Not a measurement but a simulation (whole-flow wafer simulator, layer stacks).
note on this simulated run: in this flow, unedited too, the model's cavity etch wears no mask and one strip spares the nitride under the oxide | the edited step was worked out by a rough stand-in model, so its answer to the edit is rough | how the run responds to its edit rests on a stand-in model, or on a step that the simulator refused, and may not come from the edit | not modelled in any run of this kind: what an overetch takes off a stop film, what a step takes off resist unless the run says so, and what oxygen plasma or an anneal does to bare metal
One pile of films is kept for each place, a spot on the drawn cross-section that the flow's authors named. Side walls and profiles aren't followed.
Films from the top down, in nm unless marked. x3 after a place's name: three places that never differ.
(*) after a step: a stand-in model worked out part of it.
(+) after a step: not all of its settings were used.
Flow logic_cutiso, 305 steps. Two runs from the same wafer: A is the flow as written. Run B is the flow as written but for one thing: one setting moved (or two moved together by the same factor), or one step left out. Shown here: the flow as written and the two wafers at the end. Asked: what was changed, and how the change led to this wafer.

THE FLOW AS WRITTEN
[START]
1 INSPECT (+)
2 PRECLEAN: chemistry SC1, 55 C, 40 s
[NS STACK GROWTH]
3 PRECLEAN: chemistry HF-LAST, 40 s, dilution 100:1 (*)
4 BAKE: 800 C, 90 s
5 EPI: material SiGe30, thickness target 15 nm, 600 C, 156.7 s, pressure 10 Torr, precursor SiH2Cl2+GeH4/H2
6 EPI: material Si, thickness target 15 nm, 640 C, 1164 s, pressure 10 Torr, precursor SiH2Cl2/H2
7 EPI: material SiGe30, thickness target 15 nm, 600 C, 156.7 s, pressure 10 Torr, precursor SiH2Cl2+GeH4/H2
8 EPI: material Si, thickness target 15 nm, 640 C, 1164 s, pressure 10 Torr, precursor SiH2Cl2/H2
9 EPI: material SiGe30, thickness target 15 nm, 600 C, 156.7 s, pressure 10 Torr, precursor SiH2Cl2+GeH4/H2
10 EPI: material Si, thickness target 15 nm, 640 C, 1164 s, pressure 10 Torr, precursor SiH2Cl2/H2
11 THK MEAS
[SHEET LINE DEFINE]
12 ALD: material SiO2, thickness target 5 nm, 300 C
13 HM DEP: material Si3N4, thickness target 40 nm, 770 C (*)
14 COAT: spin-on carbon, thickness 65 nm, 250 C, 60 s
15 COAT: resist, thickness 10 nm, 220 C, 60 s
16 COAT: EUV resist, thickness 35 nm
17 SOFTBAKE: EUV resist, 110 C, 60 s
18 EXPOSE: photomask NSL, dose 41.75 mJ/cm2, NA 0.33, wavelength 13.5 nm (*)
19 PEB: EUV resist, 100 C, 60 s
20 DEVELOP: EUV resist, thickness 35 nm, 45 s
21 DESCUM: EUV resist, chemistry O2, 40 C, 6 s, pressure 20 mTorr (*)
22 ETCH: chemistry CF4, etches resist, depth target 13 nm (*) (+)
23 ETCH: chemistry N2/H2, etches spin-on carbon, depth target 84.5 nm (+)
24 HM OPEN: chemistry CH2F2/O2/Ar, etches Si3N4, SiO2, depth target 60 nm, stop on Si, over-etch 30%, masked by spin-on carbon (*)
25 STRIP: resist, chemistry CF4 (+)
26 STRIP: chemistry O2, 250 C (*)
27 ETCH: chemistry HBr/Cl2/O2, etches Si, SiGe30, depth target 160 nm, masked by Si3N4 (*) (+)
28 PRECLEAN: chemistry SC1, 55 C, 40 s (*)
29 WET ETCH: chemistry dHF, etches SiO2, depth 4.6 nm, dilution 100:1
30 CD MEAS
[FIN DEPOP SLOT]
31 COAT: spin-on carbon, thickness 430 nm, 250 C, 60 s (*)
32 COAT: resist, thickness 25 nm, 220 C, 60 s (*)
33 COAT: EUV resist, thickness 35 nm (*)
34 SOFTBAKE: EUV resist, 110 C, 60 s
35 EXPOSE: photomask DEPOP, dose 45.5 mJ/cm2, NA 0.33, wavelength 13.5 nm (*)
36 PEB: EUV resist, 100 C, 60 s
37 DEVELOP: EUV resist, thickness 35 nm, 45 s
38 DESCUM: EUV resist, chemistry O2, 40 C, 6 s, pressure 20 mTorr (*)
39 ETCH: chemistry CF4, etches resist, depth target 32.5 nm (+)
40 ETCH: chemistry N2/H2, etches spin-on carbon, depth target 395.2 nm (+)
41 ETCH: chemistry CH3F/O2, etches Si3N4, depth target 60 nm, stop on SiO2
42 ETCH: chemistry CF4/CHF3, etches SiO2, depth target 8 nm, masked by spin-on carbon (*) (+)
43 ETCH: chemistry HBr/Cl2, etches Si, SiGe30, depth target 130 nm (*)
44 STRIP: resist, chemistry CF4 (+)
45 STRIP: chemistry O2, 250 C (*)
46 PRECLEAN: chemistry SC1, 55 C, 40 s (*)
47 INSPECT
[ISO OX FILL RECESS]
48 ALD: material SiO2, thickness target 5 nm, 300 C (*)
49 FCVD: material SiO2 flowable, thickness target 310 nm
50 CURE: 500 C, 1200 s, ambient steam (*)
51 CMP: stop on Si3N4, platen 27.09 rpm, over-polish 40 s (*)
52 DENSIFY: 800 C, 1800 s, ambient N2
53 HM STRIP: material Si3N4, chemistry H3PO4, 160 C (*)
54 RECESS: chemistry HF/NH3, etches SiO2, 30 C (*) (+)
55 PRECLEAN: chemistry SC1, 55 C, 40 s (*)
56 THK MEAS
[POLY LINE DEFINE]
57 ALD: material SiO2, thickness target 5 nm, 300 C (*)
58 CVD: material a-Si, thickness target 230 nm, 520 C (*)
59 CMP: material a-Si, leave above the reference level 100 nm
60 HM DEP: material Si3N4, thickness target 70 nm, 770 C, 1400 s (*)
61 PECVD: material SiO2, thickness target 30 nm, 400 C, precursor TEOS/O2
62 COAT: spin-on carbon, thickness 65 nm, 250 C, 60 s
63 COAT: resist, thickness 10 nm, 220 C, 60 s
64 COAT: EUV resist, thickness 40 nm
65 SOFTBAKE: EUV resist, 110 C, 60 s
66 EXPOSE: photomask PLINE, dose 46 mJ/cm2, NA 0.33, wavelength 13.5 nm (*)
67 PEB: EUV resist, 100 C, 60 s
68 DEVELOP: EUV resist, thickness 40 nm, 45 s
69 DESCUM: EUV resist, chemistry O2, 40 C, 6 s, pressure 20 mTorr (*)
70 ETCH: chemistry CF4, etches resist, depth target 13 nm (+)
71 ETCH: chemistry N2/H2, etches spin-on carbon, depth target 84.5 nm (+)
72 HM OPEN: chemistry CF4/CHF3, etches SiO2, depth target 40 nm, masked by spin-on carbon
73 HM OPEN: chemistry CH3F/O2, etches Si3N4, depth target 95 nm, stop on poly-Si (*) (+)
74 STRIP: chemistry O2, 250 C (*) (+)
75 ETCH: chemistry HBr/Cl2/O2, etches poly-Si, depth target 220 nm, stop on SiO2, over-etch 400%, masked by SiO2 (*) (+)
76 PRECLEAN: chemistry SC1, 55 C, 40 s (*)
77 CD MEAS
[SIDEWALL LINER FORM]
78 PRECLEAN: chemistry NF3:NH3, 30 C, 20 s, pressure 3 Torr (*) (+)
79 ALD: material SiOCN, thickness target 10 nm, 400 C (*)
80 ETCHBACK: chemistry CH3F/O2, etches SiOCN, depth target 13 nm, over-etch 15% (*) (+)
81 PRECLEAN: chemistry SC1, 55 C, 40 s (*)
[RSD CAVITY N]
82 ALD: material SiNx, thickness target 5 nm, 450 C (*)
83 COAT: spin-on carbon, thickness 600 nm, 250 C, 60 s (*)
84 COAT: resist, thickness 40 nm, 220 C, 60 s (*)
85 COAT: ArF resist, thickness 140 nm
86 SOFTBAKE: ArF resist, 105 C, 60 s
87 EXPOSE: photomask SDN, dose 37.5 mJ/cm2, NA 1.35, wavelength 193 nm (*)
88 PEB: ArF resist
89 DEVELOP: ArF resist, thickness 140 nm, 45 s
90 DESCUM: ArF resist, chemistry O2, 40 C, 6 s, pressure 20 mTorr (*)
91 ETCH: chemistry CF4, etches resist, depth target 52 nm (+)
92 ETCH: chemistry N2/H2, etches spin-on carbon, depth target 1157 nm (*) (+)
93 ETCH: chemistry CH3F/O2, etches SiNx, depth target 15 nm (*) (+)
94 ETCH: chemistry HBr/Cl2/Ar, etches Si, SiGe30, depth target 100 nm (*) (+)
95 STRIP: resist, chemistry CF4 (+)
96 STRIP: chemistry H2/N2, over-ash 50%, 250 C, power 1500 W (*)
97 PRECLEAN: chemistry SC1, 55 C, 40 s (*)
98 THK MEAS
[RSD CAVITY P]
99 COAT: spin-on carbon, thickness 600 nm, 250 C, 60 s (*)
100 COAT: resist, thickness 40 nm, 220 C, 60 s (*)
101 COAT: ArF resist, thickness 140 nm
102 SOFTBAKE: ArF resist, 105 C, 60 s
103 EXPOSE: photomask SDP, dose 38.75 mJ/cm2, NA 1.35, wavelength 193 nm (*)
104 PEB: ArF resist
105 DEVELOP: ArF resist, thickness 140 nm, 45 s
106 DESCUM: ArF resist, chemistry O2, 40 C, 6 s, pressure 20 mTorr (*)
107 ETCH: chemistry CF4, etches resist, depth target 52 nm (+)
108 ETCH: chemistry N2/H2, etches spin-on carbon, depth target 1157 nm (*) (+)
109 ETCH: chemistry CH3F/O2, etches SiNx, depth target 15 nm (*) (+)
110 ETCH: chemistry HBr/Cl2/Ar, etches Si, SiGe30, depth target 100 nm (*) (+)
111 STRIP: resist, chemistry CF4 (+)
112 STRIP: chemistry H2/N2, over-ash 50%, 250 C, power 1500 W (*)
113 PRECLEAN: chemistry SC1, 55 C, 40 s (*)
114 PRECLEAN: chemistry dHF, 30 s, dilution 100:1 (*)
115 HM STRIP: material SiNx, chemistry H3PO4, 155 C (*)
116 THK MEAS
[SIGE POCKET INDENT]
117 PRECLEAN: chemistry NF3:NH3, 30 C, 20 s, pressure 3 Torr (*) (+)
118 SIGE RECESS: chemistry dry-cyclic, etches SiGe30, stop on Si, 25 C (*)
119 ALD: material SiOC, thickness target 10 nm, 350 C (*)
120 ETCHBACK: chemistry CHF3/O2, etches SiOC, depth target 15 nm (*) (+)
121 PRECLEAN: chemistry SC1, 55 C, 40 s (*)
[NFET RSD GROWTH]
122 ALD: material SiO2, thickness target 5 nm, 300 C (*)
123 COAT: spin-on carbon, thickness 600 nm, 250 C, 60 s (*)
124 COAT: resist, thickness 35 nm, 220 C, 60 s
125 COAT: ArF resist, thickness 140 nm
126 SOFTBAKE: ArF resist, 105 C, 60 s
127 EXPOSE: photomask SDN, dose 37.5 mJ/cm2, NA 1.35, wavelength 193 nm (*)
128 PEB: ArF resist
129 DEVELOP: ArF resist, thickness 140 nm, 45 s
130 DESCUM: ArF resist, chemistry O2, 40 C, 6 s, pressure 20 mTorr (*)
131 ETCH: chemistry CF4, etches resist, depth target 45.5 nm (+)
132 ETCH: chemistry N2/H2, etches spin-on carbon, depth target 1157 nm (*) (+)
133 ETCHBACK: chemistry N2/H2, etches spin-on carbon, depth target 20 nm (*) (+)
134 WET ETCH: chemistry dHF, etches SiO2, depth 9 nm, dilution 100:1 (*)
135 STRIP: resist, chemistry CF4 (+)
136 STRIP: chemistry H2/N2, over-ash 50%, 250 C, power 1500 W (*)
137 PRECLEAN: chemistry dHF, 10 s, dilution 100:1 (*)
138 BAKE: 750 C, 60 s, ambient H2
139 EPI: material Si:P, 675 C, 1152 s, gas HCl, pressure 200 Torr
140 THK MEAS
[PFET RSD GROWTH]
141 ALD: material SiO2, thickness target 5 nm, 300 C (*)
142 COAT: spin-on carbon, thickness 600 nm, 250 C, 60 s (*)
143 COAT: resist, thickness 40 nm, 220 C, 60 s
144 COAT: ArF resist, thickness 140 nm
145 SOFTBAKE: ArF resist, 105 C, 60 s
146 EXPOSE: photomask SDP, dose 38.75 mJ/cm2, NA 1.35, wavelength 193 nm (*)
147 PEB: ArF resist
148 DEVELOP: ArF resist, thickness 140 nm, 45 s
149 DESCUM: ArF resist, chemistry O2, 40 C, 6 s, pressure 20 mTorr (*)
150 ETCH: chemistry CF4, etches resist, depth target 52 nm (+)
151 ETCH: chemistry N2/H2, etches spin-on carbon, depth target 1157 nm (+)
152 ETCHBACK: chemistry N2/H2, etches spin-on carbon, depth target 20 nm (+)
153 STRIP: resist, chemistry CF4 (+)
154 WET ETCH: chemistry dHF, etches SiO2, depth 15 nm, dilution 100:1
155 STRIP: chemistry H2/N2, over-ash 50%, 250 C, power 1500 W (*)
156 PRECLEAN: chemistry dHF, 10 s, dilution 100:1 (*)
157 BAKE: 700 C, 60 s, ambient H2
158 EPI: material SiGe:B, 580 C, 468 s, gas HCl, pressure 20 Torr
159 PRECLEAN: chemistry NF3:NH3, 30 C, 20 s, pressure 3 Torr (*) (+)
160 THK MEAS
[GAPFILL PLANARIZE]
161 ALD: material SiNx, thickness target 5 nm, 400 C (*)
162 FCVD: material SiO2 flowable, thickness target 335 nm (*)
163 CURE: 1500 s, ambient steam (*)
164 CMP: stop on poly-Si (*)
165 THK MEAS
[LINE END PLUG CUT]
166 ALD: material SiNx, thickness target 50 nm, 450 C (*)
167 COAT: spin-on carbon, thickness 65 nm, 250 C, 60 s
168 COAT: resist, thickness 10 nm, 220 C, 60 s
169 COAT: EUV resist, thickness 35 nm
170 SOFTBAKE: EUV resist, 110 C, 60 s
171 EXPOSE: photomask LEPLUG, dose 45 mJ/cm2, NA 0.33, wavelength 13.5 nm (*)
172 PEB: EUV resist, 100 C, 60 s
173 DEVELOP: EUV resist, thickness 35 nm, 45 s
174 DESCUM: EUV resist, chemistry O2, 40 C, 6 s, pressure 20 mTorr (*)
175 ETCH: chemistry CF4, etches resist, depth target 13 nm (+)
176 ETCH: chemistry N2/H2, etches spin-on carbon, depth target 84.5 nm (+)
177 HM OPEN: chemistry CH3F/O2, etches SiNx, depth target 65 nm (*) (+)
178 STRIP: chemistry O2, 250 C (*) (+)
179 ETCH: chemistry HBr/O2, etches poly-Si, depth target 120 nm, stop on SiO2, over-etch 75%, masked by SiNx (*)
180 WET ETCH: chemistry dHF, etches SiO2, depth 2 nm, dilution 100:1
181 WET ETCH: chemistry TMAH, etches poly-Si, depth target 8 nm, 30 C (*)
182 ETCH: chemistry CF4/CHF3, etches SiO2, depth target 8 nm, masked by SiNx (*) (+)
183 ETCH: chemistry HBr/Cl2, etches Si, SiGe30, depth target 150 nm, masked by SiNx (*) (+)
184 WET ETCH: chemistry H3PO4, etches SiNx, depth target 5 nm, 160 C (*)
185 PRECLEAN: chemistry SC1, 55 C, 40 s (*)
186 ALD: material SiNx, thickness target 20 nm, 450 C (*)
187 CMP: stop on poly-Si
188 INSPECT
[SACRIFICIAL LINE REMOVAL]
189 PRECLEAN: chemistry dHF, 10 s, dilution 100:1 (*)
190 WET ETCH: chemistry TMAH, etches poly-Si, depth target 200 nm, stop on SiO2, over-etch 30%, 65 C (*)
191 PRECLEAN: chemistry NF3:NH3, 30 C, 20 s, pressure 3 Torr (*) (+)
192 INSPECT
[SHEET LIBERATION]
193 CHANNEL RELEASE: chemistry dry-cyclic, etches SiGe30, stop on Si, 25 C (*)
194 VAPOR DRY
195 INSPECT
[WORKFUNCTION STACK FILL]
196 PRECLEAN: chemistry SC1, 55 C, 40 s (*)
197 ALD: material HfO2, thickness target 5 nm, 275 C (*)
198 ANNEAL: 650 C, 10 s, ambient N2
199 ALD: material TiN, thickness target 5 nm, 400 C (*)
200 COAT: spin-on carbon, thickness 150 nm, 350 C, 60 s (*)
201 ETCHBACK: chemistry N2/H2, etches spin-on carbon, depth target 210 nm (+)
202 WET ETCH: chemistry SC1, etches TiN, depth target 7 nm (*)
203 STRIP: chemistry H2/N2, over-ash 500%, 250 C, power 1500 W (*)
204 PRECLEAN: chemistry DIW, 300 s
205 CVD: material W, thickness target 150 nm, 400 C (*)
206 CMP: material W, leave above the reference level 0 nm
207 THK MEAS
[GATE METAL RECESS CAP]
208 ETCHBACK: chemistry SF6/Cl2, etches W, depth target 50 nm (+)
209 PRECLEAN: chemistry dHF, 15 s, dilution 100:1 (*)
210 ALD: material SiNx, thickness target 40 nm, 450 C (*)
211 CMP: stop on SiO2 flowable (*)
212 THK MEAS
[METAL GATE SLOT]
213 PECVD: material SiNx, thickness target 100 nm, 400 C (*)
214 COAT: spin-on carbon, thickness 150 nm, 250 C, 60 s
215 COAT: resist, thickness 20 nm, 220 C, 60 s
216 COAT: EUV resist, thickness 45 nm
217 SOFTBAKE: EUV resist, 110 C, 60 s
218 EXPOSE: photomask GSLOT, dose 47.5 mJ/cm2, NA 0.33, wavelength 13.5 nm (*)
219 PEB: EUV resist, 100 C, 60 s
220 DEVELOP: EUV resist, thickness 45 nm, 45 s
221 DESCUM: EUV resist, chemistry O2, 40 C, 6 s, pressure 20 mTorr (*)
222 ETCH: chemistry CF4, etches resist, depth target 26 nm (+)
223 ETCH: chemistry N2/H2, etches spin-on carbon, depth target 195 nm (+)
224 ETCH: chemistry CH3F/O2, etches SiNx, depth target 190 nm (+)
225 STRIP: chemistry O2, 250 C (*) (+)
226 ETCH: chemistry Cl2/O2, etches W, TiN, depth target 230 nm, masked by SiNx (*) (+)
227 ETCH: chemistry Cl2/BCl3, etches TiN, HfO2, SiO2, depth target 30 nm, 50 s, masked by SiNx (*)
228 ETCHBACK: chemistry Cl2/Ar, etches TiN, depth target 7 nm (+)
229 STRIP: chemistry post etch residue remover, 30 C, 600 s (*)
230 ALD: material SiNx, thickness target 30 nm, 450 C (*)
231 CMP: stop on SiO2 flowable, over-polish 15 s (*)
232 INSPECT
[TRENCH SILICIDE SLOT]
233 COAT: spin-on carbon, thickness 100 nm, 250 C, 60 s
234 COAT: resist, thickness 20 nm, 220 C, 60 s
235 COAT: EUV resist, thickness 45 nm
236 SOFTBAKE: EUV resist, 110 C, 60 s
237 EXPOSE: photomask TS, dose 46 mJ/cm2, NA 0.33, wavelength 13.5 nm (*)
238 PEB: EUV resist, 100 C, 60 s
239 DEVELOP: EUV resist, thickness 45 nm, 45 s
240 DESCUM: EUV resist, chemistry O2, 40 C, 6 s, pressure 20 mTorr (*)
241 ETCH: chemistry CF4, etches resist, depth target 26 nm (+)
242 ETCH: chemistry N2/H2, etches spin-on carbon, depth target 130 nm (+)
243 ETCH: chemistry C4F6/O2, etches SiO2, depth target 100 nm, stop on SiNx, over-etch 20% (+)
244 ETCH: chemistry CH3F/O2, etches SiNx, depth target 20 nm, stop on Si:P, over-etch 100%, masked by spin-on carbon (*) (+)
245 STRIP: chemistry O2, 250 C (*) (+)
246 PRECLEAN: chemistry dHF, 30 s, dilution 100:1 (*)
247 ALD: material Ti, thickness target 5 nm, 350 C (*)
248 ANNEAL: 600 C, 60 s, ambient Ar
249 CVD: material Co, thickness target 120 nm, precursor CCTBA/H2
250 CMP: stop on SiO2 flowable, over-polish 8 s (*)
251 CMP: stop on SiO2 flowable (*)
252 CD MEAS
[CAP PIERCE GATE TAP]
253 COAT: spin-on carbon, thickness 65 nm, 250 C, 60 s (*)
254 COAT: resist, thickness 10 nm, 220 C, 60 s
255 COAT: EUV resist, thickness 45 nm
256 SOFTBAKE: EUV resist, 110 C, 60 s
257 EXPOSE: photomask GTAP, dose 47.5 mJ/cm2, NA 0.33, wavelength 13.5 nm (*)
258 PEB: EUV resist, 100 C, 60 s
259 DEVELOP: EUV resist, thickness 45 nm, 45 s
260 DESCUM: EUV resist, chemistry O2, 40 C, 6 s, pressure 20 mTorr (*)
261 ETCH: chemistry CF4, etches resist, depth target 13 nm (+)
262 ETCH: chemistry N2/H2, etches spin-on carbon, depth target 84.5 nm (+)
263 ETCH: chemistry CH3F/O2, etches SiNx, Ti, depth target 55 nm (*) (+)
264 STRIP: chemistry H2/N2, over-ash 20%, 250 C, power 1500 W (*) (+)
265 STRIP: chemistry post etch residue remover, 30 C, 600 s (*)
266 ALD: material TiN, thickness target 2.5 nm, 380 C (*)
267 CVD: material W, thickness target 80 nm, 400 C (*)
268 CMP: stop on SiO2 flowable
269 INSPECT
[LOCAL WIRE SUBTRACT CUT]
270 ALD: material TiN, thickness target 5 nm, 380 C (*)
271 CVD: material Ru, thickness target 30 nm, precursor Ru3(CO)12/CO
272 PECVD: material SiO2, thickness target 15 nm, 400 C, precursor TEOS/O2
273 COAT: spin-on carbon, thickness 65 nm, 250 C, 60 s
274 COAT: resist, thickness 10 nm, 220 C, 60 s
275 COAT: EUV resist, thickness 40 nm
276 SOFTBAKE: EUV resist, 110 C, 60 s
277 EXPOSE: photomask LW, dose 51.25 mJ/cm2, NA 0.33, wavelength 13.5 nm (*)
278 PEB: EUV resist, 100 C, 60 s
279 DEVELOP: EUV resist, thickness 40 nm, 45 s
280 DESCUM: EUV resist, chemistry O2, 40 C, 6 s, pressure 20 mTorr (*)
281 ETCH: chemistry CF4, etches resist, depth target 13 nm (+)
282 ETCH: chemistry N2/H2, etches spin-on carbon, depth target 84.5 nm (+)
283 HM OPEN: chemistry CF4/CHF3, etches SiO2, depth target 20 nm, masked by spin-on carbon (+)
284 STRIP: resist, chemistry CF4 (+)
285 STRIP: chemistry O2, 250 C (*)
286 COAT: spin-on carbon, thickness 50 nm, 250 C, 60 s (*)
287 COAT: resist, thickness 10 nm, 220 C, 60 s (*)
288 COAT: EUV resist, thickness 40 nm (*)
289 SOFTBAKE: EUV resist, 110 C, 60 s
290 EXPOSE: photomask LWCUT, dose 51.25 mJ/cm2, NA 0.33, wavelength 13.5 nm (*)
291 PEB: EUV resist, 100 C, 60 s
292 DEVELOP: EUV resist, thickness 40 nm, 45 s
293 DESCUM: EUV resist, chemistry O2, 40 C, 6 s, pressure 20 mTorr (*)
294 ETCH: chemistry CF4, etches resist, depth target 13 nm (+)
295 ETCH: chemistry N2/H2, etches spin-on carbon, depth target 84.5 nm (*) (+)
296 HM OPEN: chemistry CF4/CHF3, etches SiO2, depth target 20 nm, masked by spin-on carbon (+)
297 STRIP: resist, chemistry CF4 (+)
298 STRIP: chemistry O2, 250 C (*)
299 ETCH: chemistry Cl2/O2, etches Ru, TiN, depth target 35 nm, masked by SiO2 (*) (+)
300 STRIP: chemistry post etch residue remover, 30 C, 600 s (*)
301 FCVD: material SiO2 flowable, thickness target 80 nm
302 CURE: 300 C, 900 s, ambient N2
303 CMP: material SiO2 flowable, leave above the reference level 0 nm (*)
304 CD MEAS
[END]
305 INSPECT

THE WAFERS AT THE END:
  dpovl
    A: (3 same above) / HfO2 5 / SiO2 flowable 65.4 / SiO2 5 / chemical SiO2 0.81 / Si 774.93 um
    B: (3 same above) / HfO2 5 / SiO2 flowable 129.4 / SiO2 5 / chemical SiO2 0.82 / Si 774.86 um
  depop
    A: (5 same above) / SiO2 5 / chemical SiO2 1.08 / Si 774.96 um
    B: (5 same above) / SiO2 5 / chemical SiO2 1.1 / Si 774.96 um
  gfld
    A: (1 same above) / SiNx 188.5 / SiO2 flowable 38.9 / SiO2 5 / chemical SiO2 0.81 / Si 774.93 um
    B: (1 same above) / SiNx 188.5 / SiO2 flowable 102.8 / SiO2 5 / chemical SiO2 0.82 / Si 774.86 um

The cause: step 27, ETCH: depth target 224 nm was run, where the flow has depth target 160 nm.

How the change led to this, step by step:
  27 ETCH: chemistry HBr/Cl2/O2, etches Si, SiGe30, depth target 160 nm, masked by Si3N4 (*) (+)
      depop, gl, glp and 12 more: A Si3N4 -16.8 | B Si3N4 -22.6
      gfld, gxf, iso, lnri: A chemical SiO2 -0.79 (all of it), Si -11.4 (all of it), SiGe30 -15 (all of it), Si -15 (all of it), SiGe30 -15 (all of it), Si -15 (all of it), SiGe30 -15 (all of it), Si -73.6 | B chemical SiO2 -0.79 (all of it), Si -11.4 (all of it), SiGe30 -15 (all of it), Si -15 (all of it), SiGe30 -15 (all of it), Si -15 (all of it), SiGe30 -15 (all of it), Si -137.6
      (and at 3 more places)
  31 COAT: spin-on carbon, thickness 430 nm, 250 C, 60 s (*)
      depop, ns: A spin-on carbon +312 (new film) | B spin-on carbon +276.2 (new film)
      dpovl, nsgap: A spin-on carbon +503.7 (new film) | B spin-on carbon +526.1 (new film)
      (and at 18 more places)
  40 ETCH: chemistry N2/H2, etches spin-on carbon, depth target 395.2 nm (+)
      depop: A spin-on carbon -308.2 (all of it), Si3N4 -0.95 | B spin-on carbon -272.4 (all of it), Si3N4 -1.34
  41 ETCH: chemistry CH3F/O2, etches Si3N4, depth target 60 nm, stop on SiO2
      gfld, gl, glp and 17 more: A resist -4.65 | B resist -3.4
      depop: A Si3N4 -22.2 (all of it), SiO2 -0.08 | B Si3N4 -16 (all of it), SiO2 -0.08
      (and at 1 more place)
  42 ETCH: chemistry CF4/CHF3, etches SiO2, depth target 8 nm, masked by spin-on carbon (*) (+)
      gl: A resist -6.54 (all of it), spin-on carbon -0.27 | B resist -7.38
      gxf: A resist -7.42 (all of it) | B resist -7.38
      (and at 16 more places)
  43 ETCH: chemistry HBr/Cl2, etches Si, SiGe30, depth target 130 nm (*)
      gxf: A spin-on carbon -32 | B resist -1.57 (all of it), spin-on carbon -29.8
      gxn: A spin-on carbon -32 | B resist -1.42 (all of it), spin-on carbon -30
      (and at 6 more places)
  45 STRIP: chemistry O2, 250 C (*)
      gfld, lnri: A chemical SiO2 +0.82 (new film), spin-on carbon -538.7 (all of it), Si -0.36 | B chemical SiO2 +0.83 (new film), spin-on carbon -583.4 (all of it), Si -0.36
      glp, tap: A spin-on carbon -347.6 (all of it) | B spin-on carbon -332.9 (all of it)
      (and at 17 more places)
  49 FCVD: material SiO2 flowable, thickness target 310 nm
      gl, glp, gxn and 10 more: A SiO2 flowable +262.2 (new film) | B SiO2 flowable +247.7 (new film)
      gfld, gxf, iso, lnri: A SiO2 flowable +453.9 (new film) | B SiO2 flowable +497.5 (new film)
      (and at 5 more places)
  51 CMP: stop on Si3N4, platen 27.09 rpm, over-polish 40 s (*)
      glp, lnrp: A SiO2 flowable -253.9 (all of it), SiO2 -5 (all of it), Si3N4 -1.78 | B SiO2 flowable -239.8 (all of it), SiO2 -5 (all of it), Si3N4 -1.78
      gxn, gxp: A SiO2 flowable -253 (all of it), SiO2 -5 (all of it), Si3N4 -1.78 | B SiO2 flowable -238.8 (all of it), SiO2 -5 (all of it), Si3N4 -1.78
      (and at 18 more places)
  52 DENSIFY: 800 C, 1800 s, ambient N2
      gfld, gxf, iso, lnri: A SiO2 flowable -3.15 | B SiO2 flowable -4.55
      dpovl: A SiO2 flowable -2.82 | B SiO2 flowable -3.47
      (and at 2 more places)
  53 HM STRIP: material Si3N4, chemistry H3PO4, 160 C (*)
      gl, glp, gxn and 11 more: A Si3N4 -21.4 (all of it), SiO2 -0.36 | B Si3N4 -15.6 (all of it), SiO2 -0.26
  54 RECESS: chemistry HF/NH3, etches SiO2, 30 C (*) (+)
      gfld, gxf, iso, lnri: A SiO2 flowable -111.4 | B SiO2 flowable -104.7
      depop: A SiO2 flowable -111.9 | B SiO2 flowable -106.7
      (and at 3 more places)
